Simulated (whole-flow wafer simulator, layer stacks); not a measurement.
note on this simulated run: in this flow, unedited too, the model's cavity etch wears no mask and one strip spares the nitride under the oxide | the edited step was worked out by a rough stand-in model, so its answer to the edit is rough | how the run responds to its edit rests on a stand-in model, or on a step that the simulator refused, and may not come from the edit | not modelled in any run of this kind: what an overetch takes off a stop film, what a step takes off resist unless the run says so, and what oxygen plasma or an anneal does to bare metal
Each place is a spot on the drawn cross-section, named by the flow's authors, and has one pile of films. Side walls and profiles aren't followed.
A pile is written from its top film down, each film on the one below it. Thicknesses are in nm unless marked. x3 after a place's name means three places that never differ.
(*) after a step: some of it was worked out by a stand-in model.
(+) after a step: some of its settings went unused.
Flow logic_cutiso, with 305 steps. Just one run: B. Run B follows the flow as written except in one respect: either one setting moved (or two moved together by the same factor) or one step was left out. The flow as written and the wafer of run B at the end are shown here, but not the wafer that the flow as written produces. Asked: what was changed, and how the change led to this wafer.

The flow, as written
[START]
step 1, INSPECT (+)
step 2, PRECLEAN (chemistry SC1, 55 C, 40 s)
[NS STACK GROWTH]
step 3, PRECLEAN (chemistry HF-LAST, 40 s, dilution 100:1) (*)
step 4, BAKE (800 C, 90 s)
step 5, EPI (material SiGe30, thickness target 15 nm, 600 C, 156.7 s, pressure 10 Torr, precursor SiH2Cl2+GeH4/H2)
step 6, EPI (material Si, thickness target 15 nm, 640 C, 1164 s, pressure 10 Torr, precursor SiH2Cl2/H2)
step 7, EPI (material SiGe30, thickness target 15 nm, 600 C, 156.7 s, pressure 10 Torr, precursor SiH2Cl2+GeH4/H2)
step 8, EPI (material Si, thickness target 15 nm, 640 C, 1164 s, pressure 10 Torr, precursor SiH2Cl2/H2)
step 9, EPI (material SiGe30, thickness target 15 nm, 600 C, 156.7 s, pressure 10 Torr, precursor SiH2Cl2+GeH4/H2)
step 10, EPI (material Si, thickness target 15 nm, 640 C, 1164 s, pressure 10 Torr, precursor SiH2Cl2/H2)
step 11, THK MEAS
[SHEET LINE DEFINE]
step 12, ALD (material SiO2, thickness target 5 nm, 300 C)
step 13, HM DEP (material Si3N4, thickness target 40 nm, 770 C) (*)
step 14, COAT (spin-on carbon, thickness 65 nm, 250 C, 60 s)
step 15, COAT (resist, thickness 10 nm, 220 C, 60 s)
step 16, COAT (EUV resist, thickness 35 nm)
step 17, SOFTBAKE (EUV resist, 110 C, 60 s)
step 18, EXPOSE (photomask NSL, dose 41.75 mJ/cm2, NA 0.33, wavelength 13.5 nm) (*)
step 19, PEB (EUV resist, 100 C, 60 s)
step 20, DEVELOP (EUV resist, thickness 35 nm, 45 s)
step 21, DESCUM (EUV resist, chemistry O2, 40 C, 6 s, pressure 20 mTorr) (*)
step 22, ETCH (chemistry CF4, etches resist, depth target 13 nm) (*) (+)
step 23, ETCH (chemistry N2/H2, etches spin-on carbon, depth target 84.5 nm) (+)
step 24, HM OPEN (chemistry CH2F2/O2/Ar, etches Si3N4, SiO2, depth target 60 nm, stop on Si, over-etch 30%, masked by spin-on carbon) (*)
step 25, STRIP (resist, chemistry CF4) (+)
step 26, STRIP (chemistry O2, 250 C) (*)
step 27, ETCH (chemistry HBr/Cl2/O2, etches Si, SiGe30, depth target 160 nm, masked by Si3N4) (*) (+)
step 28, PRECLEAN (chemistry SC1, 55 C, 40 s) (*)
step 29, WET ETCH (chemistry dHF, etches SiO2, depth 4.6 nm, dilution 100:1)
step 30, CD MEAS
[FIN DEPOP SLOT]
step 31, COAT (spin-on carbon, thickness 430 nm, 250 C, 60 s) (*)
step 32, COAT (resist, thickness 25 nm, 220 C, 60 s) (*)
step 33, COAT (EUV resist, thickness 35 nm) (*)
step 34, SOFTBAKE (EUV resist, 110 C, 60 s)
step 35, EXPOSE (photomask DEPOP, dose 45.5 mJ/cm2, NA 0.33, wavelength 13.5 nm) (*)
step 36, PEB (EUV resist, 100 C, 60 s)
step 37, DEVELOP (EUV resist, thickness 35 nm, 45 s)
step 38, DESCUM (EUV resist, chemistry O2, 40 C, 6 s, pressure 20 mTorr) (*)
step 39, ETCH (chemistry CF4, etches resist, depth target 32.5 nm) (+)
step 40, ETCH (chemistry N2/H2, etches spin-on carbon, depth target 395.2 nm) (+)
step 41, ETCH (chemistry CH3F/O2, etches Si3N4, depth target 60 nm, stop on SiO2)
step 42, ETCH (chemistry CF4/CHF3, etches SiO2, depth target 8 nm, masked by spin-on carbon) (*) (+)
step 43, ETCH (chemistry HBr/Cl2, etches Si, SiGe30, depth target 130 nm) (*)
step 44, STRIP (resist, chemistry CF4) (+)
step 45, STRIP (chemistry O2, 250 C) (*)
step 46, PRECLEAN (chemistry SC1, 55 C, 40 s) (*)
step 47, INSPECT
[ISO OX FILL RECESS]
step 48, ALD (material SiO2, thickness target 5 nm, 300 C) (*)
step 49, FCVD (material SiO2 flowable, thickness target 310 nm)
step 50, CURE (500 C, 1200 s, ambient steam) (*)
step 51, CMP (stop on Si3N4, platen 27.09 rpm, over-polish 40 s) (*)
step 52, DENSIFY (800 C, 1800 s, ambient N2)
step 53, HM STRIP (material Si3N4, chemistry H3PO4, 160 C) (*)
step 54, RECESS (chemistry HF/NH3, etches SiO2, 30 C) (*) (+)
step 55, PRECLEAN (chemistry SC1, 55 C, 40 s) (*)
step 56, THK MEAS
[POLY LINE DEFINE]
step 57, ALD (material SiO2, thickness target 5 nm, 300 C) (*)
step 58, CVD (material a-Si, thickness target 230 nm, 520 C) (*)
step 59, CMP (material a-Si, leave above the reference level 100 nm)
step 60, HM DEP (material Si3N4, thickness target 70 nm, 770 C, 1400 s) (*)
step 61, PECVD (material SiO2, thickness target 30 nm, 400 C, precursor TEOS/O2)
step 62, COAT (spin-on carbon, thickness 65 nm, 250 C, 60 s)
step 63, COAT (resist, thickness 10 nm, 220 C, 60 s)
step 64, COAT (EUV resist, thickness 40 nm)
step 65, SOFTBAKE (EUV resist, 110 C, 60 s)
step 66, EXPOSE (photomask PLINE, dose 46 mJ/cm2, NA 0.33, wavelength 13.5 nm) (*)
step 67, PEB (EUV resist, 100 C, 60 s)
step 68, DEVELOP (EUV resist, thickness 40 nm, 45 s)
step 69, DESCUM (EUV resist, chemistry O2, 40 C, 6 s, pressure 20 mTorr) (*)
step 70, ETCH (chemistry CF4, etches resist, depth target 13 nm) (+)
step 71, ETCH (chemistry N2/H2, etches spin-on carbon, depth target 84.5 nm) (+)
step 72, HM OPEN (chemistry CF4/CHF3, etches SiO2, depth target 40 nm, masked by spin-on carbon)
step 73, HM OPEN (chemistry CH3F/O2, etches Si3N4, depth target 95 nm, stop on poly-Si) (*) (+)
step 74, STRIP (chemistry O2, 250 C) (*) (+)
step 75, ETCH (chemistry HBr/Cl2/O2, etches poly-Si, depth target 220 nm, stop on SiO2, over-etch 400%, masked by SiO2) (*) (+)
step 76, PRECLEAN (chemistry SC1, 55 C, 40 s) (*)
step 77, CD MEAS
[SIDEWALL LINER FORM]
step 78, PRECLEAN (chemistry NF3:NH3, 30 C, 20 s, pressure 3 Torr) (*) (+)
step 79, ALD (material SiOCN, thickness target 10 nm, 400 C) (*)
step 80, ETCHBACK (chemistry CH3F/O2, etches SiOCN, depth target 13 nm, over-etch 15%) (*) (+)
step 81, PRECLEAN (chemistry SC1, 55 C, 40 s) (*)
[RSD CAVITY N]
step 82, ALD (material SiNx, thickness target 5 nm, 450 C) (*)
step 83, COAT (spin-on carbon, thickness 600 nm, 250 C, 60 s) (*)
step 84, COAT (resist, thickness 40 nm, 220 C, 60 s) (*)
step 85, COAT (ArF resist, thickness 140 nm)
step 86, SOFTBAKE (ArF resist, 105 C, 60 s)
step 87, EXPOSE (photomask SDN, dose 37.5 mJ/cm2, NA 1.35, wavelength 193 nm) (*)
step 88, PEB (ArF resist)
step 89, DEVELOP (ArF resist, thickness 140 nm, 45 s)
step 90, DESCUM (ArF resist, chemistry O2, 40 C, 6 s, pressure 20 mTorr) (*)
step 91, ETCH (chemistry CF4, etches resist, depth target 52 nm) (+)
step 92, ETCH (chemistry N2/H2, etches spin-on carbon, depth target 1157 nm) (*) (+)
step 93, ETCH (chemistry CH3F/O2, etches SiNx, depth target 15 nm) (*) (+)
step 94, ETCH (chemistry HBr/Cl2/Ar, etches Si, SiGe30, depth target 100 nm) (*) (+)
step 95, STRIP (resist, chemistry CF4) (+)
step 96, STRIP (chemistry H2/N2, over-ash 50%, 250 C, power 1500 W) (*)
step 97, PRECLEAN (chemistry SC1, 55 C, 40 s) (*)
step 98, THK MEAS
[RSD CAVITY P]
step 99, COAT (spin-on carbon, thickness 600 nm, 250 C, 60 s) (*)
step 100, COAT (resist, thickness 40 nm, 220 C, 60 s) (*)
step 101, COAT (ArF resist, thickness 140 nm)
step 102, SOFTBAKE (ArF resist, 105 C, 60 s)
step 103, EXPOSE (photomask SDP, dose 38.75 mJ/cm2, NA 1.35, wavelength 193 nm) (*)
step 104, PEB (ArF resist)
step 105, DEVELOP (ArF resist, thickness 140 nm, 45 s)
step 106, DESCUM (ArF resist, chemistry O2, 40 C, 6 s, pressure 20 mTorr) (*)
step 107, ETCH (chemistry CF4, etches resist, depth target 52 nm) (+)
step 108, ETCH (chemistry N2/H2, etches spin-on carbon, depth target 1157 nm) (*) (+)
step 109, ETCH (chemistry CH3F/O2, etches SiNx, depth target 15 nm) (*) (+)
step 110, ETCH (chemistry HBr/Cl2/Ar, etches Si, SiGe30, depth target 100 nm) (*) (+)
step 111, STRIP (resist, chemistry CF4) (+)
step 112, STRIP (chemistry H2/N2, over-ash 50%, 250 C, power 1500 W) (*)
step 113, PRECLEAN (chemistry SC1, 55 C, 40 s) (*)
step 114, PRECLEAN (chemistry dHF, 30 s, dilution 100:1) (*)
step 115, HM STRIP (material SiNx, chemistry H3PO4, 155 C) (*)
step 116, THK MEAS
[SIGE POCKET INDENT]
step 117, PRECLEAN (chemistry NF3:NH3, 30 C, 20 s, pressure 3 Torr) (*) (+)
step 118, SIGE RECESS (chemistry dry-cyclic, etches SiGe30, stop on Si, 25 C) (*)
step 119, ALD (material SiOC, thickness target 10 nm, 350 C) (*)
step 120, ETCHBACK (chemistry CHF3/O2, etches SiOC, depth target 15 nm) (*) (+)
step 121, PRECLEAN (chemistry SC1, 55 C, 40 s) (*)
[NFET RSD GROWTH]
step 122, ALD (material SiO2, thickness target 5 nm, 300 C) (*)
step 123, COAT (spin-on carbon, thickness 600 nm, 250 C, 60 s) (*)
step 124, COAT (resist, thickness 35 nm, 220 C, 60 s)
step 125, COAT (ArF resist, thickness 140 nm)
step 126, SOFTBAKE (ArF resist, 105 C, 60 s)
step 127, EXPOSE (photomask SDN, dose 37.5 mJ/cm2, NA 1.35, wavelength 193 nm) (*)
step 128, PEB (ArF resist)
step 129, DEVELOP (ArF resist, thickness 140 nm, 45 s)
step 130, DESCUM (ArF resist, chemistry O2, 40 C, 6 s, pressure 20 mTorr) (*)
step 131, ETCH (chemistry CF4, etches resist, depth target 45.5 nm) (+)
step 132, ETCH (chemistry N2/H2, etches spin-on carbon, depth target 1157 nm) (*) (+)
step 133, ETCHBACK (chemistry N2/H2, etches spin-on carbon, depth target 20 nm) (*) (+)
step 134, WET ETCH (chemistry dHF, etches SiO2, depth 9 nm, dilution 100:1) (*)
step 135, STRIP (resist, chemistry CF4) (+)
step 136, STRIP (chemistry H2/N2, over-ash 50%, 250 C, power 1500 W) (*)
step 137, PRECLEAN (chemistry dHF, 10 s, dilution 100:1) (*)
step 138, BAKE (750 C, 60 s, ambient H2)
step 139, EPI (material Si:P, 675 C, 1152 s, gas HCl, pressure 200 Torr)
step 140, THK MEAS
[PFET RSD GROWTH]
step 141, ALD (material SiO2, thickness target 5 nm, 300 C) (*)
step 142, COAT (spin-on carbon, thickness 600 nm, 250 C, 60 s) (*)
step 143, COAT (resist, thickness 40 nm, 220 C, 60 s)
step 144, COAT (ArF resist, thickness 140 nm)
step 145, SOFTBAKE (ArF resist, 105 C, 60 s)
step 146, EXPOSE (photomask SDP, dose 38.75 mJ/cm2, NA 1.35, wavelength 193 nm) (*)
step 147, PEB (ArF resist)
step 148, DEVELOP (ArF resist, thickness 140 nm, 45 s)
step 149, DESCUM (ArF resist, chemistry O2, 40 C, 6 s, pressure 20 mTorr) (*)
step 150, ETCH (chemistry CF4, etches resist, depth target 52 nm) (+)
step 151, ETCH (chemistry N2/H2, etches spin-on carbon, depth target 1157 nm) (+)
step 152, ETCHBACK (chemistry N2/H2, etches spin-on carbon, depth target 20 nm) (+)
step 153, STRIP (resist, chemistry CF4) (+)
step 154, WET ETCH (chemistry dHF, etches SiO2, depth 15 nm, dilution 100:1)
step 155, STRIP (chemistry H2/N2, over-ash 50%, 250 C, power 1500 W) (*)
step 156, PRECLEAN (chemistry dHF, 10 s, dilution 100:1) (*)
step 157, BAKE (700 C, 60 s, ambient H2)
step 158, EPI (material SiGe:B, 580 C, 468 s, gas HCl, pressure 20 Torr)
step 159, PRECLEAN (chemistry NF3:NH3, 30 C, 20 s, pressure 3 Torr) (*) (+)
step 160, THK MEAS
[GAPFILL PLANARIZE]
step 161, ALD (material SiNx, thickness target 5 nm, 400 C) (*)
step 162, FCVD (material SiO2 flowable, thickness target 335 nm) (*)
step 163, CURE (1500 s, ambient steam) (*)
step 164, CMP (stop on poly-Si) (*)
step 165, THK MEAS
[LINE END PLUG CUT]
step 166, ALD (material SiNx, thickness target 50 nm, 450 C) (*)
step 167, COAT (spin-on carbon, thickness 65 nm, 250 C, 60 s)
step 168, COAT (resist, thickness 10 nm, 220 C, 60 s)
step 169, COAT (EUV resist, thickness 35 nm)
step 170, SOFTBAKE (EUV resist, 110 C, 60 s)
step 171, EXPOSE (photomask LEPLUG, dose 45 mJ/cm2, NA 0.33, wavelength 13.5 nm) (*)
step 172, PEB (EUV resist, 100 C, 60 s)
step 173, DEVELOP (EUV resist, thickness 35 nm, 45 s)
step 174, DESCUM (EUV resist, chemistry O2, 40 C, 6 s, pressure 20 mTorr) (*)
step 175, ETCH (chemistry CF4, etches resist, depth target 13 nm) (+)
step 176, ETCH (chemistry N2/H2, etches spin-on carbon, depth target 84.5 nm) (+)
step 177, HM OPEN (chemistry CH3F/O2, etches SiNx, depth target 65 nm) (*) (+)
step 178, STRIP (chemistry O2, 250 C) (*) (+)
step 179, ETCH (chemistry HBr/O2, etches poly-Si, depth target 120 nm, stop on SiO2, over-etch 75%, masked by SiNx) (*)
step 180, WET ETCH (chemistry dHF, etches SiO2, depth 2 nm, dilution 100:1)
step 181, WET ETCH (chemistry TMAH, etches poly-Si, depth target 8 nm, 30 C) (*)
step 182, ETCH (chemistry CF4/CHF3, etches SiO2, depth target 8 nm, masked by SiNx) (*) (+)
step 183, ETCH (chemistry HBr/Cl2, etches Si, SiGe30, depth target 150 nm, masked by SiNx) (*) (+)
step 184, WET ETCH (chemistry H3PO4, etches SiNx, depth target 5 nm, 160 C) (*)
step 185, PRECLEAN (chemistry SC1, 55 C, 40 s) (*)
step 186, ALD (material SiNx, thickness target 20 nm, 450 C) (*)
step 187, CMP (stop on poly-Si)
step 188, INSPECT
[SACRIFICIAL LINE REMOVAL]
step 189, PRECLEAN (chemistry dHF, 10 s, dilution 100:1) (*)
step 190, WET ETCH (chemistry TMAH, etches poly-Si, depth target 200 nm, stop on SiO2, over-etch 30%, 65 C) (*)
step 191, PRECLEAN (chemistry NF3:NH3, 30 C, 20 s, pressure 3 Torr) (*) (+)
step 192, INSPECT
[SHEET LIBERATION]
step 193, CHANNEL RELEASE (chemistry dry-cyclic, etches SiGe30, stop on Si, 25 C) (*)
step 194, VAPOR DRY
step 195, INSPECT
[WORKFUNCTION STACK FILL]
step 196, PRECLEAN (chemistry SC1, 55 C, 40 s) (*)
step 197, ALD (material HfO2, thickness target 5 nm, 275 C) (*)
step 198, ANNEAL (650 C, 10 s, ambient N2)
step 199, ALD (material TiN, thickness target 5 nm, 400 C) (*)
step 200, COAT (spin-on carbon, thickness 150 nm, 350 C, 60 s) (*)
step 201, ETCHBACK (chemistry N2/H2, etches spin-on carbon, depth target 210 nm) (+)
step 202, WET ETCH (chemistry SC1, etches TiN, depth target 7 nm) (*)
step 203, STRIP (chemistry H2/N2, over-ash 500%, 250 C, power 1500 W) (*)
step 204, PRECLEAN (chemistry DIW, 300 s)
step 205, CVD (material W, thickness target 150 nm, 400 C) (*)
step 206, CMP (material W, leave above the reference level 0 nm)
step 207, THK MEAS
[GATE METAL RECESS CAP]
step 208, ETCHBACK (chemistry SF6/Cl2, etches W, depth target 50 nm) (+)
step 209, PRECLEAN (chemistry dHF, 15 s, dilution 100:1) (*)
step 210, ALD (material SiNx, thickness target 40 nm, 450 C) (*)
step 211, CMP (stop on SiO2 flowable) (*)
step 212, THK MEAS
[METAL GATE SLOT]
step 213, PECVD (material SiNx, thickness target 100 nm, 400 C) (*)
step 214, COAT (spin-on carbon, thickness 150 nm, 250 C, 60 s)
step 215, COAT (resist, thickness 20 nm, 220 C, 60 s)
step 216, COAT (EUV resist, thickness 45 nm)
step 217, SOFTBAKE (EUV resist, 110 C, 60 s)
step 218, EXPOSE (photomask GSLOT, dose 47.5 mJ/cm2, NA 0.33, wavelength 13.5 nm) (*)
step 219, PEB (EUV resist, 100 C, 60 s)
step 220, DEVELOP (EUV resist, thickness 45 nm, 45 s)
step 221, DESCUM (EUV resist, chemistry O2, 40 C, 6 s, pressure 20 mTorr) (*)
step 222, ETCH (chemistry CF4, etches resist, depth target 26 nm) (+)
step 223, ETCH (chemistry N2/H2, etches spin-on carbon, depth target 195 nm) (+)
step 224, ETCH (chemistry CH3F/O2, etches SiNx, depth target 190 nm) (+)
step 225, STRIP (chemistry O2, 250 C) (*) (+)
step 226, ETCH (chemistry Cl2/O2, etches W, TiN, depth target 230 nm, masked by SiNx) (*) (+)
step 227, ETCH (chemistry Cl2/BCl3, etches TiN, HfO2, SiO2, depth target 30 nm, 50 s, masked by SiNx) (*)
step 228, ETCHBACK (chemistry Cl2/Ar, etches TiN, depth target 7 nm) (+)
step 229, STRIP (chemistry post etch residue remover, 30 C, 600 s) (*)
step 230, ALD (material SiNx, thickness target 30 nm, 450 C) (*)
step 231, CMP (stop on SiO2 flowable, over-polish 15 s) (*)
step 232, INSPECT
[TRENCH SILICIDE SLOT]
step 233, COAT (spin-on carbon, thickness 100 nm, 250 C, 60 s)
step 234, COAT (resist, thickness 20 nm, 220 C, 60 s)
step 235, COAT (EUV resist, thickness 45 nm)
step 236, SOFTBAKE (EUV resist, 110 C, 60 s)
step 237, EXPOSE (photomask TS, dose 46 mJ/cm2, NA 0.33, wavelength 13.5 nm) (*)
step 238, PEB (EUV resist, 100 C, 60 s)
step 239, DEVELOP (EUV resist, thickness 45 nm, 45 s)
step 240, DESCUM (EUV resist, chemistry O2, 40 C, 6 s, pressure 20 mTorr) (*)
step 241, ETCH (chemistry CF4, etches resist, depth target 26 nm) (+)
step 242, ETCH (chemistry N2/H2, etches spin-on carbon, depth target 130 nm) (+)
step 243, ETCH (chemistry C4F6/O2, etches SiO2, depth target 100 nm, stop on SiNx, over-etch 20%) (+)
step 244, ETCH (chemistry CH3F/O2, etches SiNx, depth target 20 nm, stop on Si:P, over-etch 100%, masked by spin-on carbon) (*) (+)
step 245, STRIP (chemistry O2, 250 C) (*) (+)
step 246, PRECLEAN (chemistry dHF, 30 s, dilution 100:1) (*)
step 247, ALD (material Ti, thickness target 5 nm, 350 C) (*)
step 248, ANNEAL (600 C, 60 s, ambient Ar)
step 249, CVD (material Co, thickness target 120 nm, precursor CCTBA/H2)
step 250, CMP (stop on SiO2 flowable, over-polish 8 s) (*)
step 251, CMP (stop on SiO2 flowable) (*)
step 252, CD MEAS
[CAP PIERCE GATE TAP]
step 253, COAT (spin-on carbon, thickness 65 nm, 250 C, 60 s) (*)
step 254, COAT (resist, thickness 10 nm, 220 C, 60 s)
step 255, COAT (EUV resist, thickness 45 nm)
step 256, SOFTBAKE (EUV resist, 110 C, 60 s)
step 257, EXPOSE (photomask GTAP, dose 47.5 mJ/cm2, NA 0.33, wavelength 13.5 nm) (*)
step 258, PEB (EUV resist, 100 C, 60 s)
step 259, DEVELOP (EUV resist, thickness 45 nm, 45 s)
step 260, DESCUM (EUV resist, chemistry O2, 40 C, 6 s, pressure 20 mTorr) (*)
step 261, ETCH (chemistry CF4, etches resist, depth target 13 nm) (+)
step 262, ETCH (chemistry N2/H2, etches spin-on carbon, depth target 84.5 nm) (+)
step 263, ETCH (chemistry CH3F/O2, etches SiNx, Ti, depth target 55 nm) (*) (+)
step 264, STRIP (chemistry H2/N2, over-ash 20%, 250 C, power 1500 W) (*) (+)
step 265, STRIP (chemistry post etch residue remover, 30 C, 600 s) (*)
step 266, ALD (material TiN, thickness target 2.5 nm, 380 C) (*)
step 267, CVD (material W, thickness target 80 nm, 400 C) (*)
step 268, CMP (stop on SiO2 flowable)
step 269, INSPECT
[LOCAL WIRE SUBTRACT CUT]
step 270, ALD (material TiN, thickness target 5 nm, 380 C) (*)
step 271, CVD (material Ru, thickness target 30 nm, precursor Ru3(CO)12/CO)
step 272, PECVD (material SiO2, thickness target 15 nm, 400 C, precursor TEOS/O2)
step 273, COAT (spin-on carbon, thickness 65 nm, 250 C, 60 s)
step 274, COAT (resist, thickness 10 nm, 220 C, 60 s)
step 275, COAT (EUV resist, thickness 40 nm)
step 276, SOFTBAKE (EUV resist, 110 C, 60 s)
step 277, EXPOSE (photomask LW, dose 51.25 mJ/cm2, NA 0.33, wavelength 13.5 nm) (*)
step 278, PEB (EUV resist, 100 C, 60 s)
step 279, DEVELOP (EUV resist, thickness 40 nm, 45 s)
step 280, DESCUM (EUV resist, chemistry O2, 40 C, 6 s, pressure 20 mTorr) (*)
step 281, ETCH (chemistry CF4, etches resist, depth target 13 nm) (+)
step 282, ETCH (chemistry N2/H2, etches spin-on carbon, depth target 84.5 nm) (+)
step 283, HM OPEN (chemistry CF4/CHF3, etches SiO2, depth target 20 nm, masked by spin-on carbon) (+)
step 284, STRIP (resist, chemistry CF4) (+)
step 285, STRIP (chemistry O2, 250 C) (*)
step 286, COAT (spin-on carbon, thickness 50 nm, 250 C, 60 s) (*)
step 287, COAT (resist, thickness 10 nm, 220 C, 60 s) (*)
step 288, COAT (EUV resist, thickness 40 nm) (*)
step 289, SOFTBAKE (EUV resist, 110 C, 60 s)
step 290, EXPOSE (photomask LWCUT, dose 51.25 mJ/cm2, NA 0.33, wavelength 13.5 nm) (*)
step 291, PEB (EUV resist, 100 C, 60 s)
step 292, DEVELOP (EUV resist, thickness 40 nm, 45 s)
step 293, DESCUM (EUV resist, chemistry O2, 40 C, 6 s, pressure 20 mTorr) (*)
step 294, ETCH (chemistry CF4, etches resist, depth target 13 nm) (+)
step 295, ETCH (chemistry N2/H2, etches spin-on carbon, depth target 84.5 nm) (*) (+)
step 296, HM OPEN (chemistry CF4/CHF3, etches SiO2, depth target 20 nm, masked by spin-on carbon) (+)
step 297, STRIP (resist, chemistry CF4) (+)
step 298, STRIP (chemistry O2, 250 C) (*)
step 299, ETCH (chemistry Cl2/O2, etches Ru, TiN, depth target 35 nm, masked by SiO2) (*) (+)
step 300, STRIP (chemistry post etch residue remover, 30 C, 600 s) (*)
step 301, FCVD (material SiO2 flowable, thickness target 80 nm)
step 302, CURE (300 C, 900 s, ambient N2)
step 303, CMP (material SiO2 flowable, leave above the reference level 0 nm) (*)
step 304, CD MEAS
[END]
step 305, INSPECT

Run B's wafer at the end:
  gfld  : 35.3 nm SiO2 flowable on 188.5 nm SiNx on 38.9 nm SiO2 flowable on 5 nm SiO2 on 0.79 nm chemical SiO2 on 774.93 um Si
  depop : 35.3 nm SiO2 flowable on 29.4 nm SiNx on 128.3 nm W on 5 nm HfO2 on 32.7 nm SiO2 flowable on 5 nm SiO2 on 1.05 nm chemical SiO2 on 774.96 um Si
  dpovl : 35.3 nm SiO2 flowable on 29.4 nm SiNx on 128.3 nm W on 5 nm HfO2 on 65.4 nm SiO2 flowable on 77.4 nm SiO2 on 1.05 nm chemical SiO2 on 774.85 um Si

The reason: step 31, COAT: thickness 344 nm was run, while the flow as written has thickness 430 nm.

The path from the change to this, step by step:
  step 31, COAT (spin-on carbon, thickness 430 nm, 250 C, 60 s) (*)
      dpovl, nsgap: +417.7 spin-on carbon (new film) (as written it would have been: +503.7 spin-on carbon (new film))
      gfld, lnri: +483.1 spin-on carbon (new film) (as written it would have been: +570.2 spin-on carbon (new film))
      (and at 18 other places as well)
  step 32, COAT (resist, thickness 25 nm, 220 C, 60 s) (*)
      glp, tap: +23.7 resist (new film) (as written it would have been: +24.3 resist (new film))
      gfld: +27.4 resist (new film) (as written it would have been: +26.3 resist (new film))
      (and at 9 other places as well)
  step 40, ETCH (chemistry N2/H2, etches spin-on carbon, depth target 395.2 nm) (+)
      depop: -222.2 spin-on carbon (all of it), -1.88 Si3N4 (as written it would have been: -308.2 spin-on carbon (all of it), -0.95 Si3N4)
  step 41, ETCH (chemistry CH3F/O2, etches Si3N4, depth target 60 nm, stop on SiO2)
      depop: -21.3 Si3N4 (all of it), -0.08 SiO2 (as written it would have been: -22.2 Si3N4 (all of it), -0.08 SiO2)
      dpovl: -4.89 spin-on carbon (as written it would have been: -11.1 spin-on carbon)
  step 42, ETCH (chemistry CF4/CHF3, etches SiO2, depth target 8 nm, masked by spin-on carbon) (*) (+)
      gxf: -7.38 resist (as written it would have been: -7.42 resist (all of it))
      gxn: -7.38 resist (as written it would have been: -7.31 resist (all of it))
      (and at 7 other places as well)
  step 43, ETCH (chemistry HBr/Cl2, etches Si, SiGe30, depth target 130 nm) (*)
      dpovl: -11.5 spin-on carbon (all of it), -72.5 Si (as written it would have been: -32 spin-on carbon)
      gxf: -1 resist (all of it), -30.6 spin-on carbon (as written it would have been: -32 spin-on carbon)
      (and at 6 other places as well)
  step 45, STRIP (chemistry O2, 250 C) (*)
      dpovl: +1.1 chemical SiO2 (new film), -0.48 Si (as written it would have been: +0.82 chemical SiO2 (new film), -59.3 spin-on carbon (all of it), -0.36 Si)
      gfld, lnri: +0.79 chemical SiO2 (new film), -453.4 spin-on carbon (all of it), -0.35 Si (as written it would have been: +0.82 chemical SiO2 (new film), -538.7 spin-on carbon (all of it), -0.36 Si)
      (and at 18 other places as well)
  step 48, ALD (material SiO2, thickness target 5 nm, 300 C) (*)
      dpovl: +77.4 SiO2 (new film) (as written it would have been: +5 SiO2 (new film))
  step 52, DENSIFY (800 C, 1800 s, ambient N2)
      nsgap: -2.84 SiO2 flowable (as written it would have been: -2.13 SiO2 flowable)
